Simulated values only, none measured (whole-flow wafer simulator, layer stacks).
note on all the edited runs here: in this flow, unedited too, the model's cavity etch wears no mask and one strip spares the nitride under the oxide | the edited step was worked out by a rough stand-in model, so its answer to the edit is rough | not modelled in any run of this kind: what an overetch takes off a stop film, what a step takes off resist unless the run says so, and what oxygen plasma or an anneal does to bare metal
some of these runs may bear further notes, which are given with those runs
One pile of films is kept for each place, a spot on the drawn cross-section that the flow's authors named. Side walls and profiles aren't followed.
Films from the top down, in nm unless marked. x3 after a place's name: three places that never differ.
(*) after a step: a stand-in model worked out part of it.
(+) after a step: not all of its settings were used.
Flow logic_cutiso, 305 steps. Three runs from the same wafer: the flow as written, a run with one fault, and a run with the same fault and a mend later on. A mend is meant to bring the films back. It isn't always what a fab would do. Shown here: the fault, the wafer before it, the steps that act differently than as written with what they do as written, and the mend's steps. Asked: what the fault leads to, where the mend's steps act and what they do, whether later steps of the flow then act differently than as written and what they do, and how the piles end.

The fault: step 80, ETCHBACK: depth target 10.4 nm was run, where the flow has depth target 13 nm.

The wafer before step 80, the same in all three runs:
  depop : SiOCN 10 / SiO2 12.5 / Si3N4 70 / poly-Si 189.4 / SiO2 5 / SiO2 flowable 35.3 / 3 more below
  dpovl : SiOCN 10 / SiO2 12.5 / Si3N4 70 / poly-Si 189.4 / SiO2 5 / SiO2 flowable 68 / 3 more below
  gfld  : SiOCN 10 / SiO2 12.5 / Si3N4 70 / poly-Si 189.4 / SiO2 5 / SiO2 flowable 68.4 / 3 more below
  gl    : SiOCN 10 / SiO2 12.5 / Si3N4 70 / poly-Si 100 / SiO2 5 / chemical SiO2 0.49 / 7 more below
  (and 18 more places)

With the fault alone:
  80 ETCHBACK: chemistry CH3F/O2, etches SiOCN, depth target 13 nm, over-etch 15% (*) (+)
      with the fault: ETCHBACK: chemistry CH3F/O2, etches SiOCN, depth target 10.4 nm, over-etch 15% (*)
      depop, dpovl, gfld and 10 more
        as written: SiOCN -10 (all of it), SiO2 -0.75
        with the fault: SiOCN -10 (all of it), SiO2 -0.1
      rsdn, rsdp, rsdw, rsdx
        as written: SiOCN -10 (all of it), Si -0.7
        with the fault: SiOCN -10 (all of it), Si -0.09
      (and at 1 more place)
  Later steps of the flow that act differently than as written (40 more steps differ only slightly, by at most 2% or 0.5 nm, whichever is larger, and aren't shown):
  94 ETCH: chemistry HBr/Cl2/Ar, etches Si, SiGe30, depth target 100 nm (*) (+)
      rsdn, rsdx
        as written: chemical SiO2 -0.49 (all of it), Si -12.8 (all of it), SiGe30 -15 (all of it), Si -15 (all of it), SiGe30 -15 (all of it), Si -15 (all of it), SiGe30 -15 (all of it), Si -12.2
        with the fault: chemical SiO2 -0.49 (all of it), Si -13.4 (all of it), SiGe30 -15 (all of it), Si -15 (all of it), SiGe30 -15 (all of it), Si -15 (all of it), SiGe30 -15 (all of it), Si -11.6
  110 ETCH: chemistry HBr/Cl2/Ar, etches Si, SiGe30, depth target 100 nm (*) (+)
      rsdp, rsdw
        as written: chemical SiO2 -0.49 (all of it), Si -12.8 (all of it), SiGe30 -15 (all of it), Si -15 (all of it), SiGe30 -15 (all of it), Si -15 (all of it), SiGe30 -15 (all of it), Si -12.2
        with the fault: chemical SiO2 -0.49 (all of it), Si -13.4 (all of it), SiGe30 -15 (all of it), Si -15 (all of it), SiGe30 -15 (all of it), Si -15 (all of it), SiGe30 -15 (all of it), Si -11.6
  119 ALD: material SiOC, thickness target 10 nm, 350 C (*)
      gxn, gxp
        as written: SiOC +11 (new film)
        with the fault: SiOC +12.1 (new film)
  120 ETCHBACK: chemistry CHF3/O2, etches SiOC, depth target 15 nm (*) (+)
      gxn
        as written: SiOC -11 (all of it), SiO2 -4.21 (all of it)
        with the fault: SiOC -12.1 (all of it), SiO2 -2.89
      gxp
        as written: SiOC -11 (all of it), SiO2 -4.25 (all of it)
        with the fault: SiOC -12.1 (all of it), SiO2 -2.92
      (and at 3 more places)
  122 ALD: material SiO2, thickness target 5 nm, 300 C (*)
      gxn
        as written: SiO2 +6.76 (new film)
        with the fault: SiO2 +6.21
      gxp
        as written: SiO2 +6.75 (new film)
        with the fault: SiO2 +6.2
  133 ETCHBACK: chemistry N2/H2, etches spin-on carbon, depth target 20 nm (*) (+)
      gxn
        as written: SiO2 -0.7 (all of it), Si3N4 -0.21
        with the fault: SiO2 -1.11
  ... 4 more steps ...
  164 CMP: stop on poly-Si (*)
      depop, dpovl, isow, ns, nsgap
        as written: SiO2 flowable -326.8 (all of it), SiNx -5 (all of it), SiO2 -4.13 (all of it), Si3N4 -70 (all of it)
        with the fault: SiO2 flowable -326.8 (all of it), SiNx -5 (all of it), SiO2 -4.78 (all of it), Si3N4 -70 (all of it)
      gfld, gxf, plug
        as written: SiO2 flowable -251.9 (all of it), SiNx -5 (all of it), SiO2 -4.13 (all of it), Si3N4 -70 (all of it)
        with the fault: SiO2 flowable -252.8 (all of it), SiNx -5 (all of it), SiO2 -4.78 (all of it), Si3N4 -70 (all of it)
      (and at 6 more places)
  At the end the piles differ from the flow's only slightly at the places that both follow, by at most 2% or 0.5 nm, whichever is larger.

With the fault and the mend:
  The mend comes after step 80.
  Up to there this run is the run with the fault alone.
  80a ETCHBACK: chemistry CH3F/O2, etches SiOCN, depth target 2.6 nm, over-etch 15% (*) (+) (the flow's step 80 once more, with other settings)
      depop, dpovl, gfld and 10 more
        SiO2 -0.65
      lnr, lnri, lnrp, lnrt
        SiOCN -2.6
      rsdn, rsdp, rsdw, rsdx
        Si -0.6
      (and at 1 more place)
  No later step of the flow acts differently than as written at any place that is followed.
  At the end the piles are the same as the flow's at every place that both follow.
